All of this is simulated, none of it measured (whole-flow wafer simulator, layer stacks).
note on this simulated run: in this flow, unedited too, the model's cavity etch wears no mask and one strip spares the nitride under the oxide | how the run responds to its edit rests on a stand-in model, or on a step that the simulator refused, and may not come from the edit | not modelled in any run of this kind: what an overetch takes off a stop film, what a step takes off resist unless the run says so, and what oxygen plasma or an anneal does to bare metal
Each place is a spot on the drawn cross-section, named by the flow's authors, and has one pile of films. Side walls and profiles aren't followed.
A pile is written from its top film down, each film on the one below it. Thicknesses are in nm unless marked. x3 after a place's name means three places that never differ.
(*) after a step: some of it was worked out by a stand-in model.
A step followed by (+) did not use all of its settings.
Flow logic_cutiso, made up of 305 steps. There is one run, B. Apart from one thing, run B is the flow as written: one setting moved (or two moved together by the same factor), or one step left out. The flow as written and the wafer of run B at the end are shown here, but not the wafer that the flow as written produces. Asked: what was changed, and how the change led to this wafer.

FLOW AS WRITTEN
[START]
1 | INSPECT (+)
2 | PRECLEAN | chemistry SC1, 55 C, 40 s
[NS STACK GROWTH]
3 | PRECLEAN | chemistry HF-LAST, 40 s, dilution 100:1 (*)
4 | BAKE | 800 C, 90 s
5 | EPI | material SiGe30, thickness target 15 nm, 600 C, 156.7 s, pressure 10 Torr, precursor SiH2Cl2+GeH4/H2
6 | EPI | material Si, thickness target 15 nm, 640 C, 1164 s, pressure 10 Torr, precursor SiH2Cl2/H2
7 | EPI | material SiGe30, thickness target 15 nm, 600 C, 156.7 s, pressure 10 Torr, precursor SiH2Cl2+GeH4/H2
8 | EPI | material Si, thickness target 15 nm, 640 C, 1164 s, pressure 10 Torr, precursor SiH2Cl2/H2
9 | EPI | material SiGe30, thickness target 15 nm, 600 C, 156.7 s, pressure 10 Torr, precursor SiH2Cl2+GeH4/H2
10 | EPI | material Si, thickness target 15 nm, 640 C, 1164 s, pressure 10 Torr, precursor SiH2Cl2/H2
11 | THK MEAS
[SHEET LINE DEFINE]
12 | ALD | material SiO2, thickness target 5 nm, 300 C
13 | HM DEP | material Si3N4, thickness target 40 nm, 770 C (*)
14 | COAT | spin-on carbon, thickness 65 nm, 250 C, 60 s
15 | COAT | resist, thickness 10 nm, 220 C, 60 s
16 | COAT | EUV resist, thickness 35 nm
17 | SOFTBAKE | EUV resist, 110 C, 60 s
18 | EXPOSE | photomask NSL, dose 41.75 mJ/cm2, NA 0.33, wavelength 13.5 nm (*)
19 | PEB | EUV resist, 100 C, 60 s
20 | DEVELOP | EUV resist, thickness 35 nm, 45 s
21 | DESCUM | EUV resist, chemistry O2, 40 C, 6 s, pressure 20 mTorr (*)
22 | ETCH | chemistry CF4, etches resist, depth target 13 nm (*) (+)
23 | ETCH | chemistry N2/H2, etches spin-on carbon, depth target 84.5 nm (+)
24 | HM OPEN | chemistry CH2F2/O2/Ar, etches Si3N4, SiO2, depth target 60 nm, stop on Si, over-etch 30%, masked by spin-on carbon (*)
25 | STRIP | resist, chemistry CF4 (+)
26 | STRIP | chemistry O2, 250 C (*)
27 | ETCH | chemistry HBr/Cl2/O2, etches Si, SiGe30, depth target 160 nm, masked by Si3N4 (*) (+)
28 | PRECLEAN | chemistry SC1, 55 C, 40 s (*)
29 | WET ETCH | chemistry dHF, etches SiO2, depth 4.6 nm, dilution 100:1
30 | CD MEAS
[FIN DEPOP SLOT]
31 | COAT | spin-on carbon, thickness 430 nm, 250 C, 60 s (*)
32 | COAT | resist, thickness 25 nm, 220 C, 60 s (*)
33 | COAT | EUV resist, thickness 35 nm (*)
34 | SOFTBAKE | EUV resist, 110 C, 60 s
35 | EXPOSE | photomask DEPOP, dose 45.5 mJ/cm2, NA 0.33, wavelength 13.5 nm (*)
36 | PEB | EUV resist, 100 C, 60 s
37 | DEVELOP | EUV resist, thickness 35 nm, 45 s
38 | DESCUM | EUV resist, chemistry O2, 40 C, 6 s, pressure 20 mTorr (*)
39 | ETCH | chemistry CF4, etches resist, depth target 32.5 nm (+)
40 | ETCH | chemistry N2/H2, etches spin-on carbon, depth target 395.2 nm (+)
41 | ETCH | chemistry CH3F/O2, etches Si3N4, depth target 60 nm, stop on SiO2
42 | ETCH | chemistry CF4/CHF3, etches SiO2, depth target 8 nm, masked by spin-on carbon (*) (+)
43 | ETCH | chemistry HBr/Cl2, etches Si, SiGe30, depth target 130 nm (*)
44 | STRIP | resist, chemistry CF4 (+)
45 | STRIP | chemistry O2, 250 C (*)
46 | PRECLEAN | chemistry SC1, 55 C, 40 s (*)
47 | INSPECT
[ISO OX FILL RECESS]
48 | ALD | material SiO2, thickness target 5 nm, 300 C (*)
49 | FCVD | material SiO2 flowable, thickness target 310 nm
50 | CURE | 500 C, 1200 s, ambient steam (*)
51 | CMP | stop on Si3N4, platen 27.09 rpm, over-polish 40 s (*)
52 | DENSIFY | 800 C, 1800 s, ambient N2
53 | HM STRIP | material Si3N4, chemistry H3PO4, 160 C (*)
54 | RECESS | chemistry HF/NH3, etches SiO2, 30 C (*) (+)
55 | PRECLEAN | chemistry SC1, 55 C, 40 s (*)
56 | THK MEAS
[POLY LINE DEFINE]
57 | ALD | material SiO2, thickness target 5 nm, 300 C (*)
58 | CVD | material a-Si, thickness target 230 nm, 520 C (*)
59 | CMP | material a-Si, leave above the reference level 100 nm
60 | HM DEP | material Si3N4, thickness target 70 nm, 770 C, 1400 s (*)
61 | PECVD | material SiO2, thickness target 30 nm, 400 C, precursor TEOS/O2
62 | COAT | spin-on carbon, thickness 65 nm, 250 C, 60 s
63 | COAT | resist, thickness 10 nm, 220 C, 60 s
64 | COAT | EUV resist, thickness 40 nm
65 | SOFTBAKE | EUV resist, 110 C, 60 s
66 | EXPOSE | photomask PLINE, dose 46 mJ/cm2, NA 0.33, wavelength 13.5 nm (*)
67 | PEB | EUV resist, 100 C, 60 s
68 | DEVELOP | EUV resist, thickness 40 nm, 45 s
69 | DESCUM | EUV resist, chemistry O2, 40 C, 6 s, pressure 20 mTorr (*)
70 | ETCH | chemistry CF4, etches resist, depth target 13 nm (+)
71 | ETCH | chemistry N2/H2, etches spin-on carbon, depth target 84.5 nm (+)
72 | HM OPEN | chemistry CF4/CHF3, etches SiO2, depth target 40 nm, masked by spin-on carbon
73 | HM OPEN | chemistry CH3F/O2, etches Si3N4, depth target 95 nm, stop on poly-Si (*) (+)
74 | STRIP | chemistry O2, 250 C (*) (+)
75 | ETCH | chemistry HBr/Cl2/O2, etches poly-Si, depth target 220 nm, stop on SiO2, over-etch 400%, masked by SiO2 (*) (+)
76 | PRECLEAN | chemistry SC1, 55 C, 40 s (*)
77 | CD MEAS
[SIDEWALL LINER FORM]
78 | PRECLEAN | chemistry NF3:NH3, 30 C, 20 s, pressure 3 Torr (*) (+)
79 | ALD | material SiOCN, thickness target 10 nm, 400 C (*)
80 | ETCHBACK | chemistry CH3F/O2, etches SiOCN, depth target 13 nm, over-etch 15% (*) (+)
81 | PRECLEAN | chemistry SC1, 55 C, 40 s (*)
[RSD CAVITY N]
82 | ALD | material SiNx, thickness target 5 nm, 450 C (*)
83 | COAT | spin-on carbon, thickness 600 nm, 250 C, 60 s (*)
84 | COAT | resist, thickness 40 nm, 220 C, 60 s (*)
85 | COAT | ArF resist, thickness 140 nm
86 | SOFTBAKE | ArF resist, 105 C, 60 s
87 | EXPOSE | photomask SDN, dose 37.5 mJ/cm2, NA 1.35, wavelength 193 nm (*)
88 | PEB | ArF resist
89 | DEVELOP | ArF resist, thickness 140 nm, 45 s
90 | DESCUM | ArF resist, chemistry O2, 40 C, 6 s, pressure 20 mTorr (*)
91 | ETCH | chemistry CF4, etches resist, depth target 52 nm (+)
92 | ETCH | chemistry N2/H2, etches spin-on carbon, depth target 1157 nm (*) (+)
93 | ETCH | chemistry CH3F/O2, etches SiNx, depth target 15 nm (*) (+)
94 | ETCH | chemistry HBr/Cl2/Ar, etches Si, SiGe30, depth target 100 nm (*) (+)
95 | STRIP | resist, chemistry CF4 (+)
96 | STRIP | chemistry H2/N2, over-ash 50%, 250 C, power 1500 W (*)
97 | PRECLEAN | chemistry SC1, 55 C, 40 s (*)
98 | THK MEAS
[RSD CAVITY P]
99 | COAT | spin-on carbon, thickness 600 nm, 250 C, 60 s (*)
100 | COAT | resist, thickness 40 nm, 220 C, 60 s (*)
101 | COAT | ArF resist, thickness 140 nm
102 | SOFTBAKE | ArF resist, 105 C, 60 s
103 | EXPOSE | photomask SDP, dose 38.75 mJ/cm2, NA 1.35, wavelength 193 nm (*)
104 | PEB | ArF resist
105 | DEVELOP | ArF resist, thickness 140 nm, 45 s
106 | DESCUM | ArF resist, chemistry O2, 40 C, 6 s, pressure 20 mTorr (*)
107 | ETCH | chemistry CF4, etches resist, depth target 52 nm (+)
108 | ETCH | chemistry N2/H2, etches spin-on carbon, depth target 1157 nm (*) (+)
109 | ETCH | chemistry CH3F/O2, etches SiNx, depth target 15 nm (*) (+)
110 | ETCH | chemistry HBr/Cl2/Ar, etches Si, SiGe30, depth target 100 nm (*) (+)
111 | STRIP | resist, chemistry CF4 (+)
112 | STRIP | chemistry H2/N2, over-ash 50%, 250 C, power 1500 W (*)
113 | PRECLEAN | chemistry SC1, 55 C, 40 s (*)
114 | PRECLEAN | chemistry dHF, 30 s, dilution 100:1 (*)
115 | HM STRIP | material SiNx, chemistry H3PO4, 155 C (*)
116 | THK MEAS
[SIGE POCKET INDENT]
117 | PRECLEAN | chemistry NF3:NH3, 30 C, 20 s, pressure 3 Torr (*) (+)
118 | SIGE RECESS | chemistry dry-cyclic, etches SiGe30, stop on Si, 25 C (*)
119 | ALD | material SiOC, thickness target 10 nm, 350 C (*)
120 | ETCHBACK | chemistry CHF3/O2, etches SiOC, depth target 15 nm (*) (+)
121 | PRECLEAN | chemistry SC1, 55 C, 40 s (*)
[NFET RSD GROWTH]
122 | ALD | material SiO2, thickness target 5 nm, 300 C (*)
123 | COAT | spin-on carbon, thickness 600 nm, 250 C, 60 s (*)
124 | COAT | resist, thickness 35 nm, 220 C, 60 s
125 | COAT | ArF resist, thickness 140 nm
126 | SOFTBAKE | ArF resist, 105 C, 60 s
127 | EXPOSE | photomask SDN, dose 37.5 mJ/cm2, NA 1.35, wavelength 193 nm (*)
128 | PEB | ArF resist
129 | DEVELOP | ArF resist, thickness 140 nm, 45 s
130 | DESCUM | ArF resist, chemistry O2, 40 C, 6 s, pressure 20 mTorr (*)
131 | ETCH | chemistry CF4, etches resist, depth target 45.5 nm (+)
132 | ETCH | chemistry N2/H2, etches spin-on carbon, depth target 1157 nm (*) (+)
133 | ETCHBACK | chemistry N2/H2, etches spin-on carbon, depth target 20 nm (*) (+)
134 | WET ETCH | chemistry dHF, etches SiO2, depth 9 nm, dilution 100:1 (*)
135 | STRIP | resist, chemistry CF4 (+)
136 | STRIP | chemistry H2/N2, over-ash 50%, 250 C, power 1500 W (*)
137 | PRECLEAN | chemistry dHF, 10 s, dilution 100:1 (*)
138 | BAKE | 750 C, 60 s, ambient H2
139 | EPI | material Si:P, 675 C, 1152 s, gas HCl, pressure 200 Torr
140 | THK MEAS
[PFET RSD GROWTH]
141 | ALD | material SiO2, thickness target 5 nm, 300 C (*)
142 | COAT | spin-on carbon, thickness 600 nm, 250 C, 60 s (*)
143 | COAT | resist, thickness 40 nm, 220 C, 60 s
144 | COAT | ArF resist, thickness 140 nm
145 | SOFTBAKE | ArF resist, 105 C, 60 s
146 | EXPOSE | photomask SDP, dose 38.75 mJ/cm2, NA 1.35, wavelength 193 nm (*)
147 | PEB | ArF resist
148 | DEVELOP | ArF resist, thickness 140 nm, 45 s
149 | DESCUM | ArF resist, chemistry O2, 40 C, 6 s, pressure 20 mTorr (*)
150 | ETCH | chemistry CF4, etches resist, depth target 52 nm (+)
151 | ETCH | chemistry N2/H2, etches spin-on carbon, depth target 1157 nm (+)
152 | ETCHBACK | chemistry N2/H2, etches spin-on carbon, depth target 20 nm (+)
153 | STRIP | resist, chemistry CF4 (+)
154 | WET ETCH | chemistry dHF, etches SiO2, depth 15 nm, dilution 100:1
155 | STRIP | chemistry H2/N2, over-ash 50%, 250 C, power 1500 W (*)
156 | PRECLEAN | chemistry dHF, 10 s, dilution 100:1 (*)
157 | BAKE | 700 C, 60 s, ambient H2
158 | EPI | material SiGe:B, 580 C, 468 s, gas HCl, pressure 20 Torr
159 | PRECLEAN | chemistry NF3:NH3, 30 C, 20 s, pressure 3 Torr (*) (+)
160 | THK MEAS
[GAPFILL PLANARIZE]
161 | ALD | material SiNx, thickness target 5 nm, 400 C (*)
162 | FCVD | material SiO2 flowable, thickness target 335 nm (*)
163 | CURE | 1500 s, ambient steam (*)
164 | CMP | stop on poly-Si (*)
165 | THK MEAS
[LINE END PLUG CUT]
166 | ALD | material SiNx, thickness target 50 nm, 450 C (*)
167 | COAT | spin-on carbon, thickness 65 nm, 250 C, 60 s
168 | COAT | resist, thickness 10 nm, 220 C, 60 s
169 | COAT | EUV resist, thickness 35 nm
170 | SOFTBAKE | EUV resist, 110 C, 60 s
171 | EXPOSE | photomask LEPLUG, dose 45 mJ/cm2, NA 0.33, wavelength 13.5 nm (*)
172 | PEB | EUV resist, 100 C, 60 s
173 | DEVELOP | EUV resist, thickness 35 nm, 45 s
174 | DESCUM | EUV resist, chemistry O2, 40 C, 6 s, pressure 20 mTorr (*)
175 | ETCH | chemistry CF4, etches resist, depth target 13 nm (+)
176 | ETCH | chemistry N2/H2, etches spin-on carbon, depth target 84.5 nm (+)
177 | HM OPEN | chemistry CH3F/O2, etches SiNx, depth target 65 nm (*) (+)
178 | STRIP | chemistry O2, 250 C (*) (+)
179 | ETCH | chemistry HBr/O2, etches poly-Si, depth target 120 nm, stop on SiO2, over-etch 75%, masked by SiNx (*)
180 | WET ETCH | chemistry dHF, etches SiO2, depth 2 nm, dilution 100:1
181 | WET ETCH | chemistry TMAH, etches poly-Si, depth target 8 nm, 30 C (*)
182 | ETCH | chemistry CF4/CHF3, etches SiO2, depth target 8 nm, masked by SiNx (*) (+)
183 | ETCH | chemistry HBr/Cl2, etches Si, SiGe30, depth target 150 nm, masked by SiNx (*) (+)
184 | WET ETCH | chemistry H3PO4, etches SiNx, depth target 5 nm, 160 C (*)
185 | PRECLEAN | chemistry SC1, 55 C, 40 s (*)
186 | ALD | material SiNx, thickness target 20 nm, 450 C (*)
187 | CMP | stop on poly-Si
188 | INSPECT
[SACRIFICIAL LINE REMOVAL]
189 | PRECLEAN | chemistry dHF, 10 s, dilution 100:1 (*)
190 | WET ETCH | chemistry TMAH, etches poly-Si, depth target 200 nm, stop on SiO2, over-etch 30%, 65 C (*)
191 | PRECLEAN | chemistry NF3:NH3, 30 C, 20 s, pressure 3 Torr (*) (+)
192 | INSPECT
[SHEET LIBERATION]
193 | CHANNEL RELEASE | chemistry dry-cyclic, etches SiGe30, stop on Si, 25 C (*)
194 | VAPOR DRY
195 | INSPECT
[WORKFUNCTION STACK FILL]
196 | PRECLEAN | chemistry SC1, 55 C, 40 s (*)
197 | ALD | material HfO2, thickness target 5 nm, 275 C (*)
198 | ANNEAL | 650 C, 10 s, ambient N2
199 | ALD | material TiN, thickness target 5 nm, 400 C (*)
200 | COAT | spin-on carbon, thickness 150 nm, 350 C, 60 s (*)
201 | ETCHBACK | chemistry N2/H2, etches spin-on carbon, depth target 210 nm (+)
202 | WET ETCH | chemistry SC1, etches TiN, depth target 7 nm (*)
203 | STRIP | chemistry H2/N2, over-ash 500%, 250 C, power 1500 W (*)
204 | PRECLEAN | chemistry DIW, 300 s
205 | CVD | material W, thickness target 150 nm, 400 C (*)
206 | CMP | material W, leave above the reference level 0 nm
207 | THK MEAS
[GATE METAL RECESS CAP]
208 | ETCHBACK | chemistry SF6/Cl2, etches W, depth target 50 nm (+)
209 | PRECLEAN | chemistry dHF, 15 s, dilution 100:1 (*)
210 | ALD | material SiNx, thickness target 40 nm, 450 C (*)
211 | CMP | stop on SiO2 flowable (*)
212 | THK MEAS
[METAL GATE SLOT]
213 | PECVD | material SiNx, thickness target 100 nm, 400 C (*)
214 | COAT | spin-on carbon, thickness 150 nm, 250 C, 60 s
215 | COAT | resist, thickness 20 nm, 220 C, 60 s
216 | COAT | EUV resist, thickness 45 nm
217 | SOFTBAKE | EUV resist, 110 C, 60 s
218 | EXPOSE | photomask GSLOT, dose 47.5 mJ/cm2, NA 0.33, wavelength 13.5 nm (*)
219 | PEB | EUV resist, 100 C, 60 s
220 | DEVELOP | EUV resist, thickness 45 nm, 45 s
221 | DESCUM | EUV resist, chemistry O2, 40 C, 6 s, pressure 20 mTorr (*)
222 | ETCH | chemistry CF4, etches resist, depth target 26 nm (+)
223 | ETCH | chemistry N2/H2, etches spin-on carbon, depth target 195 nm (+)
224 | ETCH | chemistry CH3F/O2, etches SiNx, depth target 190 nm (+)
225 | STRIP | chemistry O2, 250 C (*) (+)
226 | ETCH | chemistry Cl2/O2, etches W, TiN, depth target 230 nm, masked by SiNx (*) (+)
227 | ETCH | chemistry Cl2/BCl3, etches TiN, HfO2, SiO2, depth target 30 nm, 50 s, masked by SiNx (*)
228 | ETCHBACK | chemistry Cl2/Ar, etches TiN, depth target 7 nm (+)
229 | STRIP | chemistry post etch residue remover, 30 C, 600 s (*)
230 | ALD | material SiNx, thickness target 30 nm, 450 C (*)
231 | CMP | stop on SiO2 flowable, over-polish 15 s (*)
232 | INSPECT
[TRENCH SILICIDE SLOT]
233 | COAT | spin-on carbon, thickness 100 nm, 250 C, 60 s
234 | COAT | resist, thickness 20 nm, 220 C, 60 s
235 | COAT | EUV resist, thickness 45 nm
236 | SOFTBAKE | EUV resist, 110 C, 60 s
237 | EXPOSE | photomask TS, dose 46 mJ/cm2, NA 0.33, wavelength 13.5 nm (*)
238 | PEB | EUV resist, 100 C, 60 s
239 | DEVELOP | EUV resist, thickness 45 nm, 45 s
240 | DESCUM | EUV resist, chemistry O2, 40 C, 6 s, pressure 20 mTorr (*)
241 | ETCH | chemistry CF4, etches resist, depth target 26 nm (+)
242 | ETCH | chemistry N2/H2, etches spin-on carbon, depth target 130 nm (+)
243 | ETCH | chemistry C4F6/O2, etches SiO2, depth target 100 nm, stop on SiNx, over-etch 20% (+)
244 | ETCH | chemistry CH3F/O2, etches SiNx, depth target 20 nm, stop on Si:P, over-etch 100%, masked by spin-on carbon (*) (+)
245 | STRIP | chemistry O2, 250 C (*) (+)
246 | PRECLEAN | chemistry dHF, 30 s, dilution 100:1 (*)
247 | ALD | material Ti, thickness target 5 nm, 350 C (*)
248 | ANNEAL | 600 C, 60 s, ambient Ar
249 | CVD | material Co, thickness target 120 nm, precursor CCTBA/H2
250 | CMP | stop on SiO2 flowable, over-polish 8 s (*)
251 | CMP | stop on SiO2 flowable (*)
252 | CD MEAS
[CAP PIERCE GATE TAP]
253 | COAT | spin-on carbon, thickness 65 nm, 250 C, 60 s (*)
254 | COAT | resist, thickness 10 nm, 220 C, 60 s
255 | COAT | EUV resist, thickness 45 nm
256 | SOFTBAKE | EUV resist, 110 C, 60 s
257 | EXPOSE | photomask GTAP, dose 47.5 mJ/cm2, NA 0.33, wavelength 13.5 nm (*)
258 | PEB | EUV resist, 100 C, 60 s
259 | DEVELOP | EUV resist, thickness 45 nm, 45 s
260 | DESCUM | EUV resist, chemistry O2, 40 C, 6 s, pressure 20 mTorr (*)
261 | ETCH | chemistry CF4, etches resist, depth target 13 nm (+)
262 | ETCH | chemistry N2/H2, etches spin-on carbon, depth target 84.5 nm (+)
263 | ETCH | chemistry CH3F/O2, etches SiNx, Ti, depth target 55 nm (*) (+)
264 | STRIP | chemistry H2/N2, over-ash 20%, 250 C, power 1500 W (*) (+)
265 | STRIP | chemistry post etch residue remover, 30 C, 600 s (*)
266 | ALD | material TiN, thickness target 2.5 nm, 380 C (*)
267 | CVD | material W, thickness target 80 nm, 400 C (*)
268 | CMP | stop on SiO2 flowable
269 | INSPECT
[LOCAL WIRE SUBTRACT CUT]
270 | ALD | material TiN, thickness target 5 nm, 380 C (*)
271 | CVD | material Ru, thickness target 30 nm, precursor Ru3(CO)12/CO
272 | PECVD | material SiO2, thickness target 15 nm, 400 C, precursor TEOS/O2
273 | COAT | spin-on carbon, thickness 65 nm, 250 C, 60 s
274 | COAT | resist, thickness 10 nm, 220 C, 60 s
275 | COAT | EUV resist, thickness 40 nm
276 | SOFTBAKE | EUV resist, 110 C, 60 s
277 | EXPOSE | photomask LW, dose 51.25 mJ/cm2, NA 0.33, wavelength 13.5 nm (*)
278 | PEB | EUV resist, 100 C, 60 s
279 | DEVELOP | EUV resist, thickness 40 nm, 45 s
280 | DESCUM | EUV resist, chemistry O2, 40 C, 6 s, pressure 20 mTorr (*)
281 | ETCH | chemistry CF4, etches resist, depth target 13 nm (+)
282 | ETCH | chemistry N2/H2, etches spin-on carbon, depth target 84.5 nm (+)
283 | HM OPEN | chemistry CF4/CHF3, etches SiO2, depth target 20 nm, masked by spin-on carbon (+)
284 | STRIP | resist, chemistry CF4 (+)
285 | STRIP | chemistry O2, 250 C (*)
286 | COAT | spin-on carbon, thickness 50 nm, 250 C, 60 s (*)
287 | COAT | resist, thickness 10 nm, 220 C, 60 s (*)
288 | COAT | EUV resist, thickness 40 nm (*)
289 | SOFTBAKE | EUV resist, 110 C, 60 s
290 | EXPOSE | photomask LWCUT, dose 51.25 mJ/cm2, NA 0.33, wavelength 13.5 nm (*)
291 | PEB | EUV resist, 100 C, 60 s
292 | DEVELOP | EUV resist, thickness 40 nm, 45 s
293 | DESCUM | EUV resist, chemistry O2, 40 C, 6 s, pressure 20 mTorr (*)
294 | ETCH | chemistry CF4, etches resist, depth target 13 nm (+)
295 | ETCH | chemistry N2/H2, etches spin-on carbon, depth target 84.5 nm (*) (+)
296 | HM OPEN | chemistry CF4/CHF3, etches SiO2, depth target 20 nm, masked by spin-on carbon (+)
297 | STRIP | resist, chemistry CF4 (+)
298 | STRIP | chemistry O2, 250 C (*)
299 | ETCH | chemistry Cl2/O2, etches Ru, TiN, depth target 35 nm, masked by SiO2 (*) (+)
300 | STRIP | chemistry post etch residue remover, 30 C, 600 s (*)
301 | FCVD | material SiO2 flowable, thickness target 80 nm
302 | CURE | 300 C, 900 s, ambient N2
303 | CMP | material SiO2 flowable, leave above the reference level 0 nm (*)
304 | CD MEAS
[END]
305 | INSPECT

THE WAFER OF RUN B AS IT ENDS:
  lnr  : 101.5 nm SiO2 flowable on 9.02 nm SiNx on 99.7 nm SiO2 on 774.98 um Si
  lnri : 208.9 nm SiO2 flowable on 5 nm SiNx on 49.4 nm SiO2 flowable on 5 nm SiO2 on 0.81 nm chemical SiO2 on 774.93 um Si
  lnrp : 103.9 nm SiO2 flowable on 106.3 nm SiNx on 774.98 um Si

What caused this: step 79, ALD: material SiOCN, thickness target 10 nm, 400 C (*), was omitted.

The path from the change to this, step by step:
  80 | ETCHBACK | chemistry CH3F/O2, etches SiOCN, depth target 13 nm, over-etch 15% (*) (+)
      depop, dpovl, gfld and 10 more: SiO2 loses 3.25 (it would be, as written: SiOCN loses 10 (all of it), SiO2 loses 0.75)
      rsdn, rsdp, rsdw, rsdx: Si loses 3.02 (it would be, as written: SiOCN loses 10 (all of it), Si loses 0.7)
      (and at 5 other places as well)
  83 | COAT | spin-on carbon, thickness 600 nm, 250 C, 60 s (*)
      gl, gxn, gxp: spin-on carbon gains 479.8 (new film) (it would be, as written: spin-on carbon gains 528.7 (new film))
      glp, plug, tap: spin-on carbon gains 479.9 (new film) (it would be, as written: spin-on carbon gains 528.7 (new film))
      (and at 11 other places as well)
  92 | ETCH | chemistry N2/H2, etches spin-on carbon, depth target 1157 nm (*) (+)
      gl, gxn, tap: spin-on carbon loses 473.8 (all of it), SiNx loses 5 (all of it), SiO2 loses 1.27 (it would be, as written: spin-on carbon loses 522.7 (all of it), SiNx loses 2.88)
      depop, dpovl, gfld and 12 more: ArF resist loses 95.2 (all of it), resist loses 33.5 (it would be, as written: ArF resist loses 95.2 (all of it), resist loses 26.2)
      (and at 4 other places as well)
  93 | ETCH | chemistry CH3F/O2, etches SiNx, depth target 15 nm (*) (+)
      gl, gxn, tap: SiO2 loses 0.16 (it would be, as written: SiNx loses 2.12 (all of it), SiO2 loses 0.17)
      lnr, lnrt: SiNx loses 1.4 (all of it), chemical SiO2 loses 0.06 (it would be, as written: SiNx loses 2.15 (all of it), SiOCN loses 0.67)
      (and at 2 other places as well)
  94 | ETCH | chemistry HBr/Cl2/Ar, etches Si, SiGe30, depth target 100 nm (*) (+)
      lnr, lnrt: chemical SiO2 loses 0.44 (all of it), Si loses 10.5 (all of it), SiGe30 loses 15 (all of it), Si loses 15 (all of it), SiGe30 loses 15 (all of it), Si loses 15 (all of it), SiGe30 loses 15 (all of it), Si loses 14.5 (it would be, as written: nothing)
      rsdn, rsdx: chemical SiO2 loses 0.44 (all of it), Si loses 10.5 (all of it), SiGe30 loses 15 (all of it), Si loses 15 (all of it), SiGe30 loses 15 (all of it), Si loses 15 (all of it), SiGe30 loses 15 (all of it), Si loses 14.5 (it would be, as written: chemical SiO2 loses 0.49 (all of it), Si loses 12.8 (all of it), SiGe30 loses 15 (all of it), Si loses 15 (all of it), SiGe30 loses 15 (all of it), Si loses 15 (all of it), SiGe30 loses 15 (all of it), Si loses 12.2)
  95 | STRIP | resist, chemistry CF4 (+)
      depop, dpovl, isow, ns, nsgap: resist loses 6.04 (all of it) (it would be, as written: resist loses 13 (all of it))
      gfld, lnri: resist loses 6.14 (all of it) (it would be, as written: resist loses 13 (all of it))
      (and at 8 other places as well)
  96 | STRIP | chemistry H2/N2, over-ash 50%, 250 C, power 1500 W (*)
      gfld, gxf: spin-on carbon loses 479.7 (all of it) (it would be, as written: spin-on carbon loses 528.6 (all of it))
      glp, plug: spin-on carbon loses 479.9 (all of it) (it would be, as written: spin-on carbon loses 528.7 (all of it))
      (and at 6 other places as well)
  99 | COAT | spin-on carbon, thickness 600 nm, 250 C, 60 s (*)
      gl, gxn: spin-on carbon gains 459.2 (new film) (it would be, as written: spin-on carbon gains 514.9 (new film))
      glp, gxp: spin-on carbon gains 453 (new film) (it would be, as written: spin-on carbon gains 509.9 (new film))
      (and at 13 other places as well)
  108 | ETCH | chemistry N2/H2, etches spin-on carbon, depth target 1157 nm (*) (+)
      glp, gxp: spin-on carbon loses 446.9 (all of it), SiNx loses 5 (all of it), SiO2 loses 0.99 (it would be, as written: spin-on carbon loses 503.9 (all of it), SiNx loses 2.78)
      depop, dpovl, gfld and 14 more: ArF resist loses 95.2 (all of it), resist loses 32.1 (it would be, as written: ArF resist loses 95.2 (all of it), resist loses 25.2)
      (and at 3 other places as well)
  109 | ETCH | chemistry CH3F/O2, etches SiNx, depth target 15 nm (*) (+)
      rsdp, rsdw: SiNx loses 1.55 (all of it), chemical SiO2 loses 0.06 (it would be, as written: SiNx loses 4.26 (all of it))
      glp: SiO2 loses 0.18 (it would be, as written: SiNx loses 2.22 (all of it), SiO2 loses 0.17)
      (and at 2 other places as well)
  110 | ETCH | chemistry HBr/Cl2/Ar, etches Si, SiGe30, depth target 100 nm (*) (+)
      lnrp: chemical SiO2 loses 0.43 (all of it), Si loses 10.5 (all of it), SiGe30 loses 15 (all of it), Si loses 15 (all of it), SiGe30 loses 15 (all of it), Si loses 15 (all of it), SiGe30 loses 15 (all of it), Si loses 14.5 (it would be, as written: nothing)
      rsdp, rsdw: chemical SiO2 loses 0.43 (all of it), Si loses 10.5 (all of it), SiGe30 loses 15 (all of it), Si loses 15 (all of it), SiGe30 loses 15 (all of it), Si loses 15 (all of it), SiGe30 loses 15 (all of it), Si loses 14.5 (it would be, as written: chemical SiO2 loses 0.49 (all of it), Si loses 12.8 (all of it), SiGe30 loses 15 (all of it), Si loses 15 (all of it), SiGe30 loses 15 (all of it), Si loses 15 (all of it), SiGe30 loses 15 (all of it), Si loses 12.2)
  111 | STRIP | resist, chemistry CF4 (+)
      depop, dpovl, isow, ns, nsgap: resist loses 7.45 (all of it) (it would be, as written: resist loses 14 (all of it))
      gl, lnr, rsdx: resist loses 7.57 (all of it) (it would be, as written: resist loses 14.1 (all of it))
      (and at 9 other places as well)
  112 | STRIP | chemistry H2/N2, over-ash 50%, 250 C, power 1500 W (*)
      gl, gxn: spin-on carbon loses 459.2 (all of it) (it would be, as written: spin-on carbon loses 514.9 (all of it))
      lnr, lnrt: spin-on carbon loses 745.7 (all of it) (it would be, as written: spin-on carbon loses 517.6 (all of it))
      (and at 8 other places as well)
  114 | PRECLEAN | chemistry dHF, 30 s, dilution 100:1 (*)
      lnr, lnrt: chemical SiO2 loses 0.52 (all of it) (it would be, as written: SiOCN loses 0.49)
  115 | HM STRIP | material SiNx, chemistry H3PO4, 155 C (*)
      lnr, lnrp, lnrt: chemical SiO2 gains 0.5 (new film), Si loses 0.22 (it would be, as written: SiOCN loses 0.58)
  117 | PRECLEAN | chemistry NF3:NH3, 30 C, 20 s, pressure 3 Torr (*) (+)
      lnri: SiO2 flowable loses 2.15 (it would be, as written: SiOCN loses 0.3)
  ... another 47 steps ...
  301 | FCVD | material SiO2 flowable, thickness target 80 nm
      lnr, lnri, lnrp: SiO2 flowable gains 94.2 (it would be, as written: SiO2 flowable gains 94.2 (new film))
